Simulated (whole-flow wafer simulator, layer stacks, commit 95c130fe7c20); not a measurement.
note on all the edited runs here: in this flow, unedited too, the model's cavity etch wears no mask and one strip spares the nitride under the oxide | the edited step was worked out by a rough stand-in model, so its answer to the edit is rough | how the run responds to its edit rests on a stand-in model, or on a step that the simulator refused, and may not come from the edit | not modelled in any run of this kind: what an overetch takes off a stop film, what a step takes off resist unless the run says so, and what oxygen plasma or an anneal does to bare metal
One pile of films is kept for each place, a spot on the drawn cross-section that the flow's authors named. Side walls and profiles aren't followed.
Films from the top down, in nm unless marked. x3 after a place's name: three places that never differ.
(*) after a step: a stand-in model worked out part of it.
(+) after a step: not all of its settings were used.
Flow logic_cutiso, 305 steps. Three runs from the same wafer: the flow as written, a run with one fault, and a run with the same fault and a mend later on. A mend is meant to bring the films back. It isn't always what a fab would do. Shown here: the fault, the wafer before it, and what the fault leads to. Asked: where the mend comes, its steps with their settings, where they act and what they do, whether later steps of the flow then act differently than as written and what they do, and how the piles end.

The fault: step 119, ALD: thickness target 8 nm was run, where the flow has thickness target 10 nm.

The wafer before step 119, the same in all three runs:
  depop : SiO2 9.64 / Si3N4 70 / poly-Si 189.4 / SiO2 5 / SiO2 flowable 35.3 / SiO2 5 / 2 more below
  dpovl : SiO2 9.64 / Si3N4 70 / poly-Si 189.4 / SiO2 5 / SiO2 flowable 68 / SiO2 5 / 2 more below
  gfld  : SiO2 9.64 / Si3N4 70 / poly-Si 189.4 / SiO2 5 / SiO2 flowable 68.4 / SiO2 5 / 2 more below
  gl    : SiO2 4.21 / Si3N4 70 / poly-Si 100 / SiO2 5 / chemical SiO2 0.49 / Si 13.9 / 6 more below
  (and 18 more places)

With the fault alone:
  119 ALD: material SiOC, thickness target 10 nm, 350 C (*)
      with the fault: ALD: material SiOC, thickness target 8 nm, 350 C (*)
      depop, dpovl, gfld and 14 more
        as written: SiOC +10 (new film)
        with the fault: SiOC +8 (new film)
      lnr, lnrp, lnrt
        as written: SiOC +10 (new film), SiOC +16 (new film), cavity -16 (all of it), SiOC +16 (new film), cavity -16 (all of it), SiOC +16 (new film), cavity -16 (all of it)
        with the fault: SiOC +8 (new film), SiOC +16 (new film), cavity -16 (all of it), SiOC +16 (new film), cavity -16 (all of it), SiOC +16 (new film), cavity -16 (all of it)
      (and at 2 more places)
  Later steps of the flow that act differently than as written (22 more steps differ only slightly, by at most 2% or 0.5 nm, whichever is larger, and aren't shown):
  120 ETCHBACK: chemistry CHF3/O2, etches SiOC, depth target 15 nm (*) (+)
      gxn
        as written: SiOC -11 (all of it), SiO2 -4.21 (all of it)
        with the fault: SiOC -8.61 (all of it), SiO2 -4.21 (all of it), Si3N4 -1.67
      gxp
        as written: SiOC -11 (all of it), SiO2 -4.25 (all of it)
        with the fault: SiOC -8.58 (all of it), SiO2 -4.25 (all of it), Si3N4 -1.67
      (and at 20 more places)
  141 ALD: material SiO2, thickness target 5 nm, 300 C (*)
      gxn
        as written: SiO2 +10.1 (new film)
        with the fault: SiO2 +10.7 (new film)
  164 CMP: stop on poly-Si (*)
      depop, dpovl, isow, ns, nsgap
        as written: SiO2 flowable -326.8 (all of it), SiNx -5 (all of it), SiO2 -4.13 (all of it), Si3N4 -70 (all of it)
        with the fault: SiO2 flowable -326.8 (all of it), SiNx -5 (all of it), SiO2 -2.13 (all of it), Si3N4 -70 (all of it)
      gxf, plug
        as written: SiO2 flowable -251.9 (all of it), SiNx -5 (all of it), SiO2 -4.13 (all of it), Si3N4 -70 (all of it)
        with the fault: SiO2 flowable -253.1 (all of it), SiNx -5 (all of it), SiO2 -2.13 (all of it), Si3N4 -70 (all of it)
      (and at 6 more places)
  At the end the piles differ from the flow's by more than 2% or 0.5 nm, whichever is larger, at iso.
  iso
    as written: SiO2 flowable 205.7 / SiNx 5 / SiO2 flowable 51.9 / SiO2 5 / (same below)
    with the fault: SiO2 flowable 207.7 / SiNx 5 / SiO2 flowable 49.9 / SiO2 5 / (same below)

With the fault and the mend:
  The mend comes after step 119.
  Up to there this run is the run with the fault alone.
  119a ALD: material SiOC, thickness target 2 nm, 350 C (*) (the flow's step 119 once more, with other settings)
      depop, dpovl, gfld and 19 more
        SiOC +2
  No later step of the flow acts differently than as written, at any place that is followed, by more than 2% or 0.5 nm, whichever is larger.
  At the end the piles are the same as the flow's at every place that both follow.
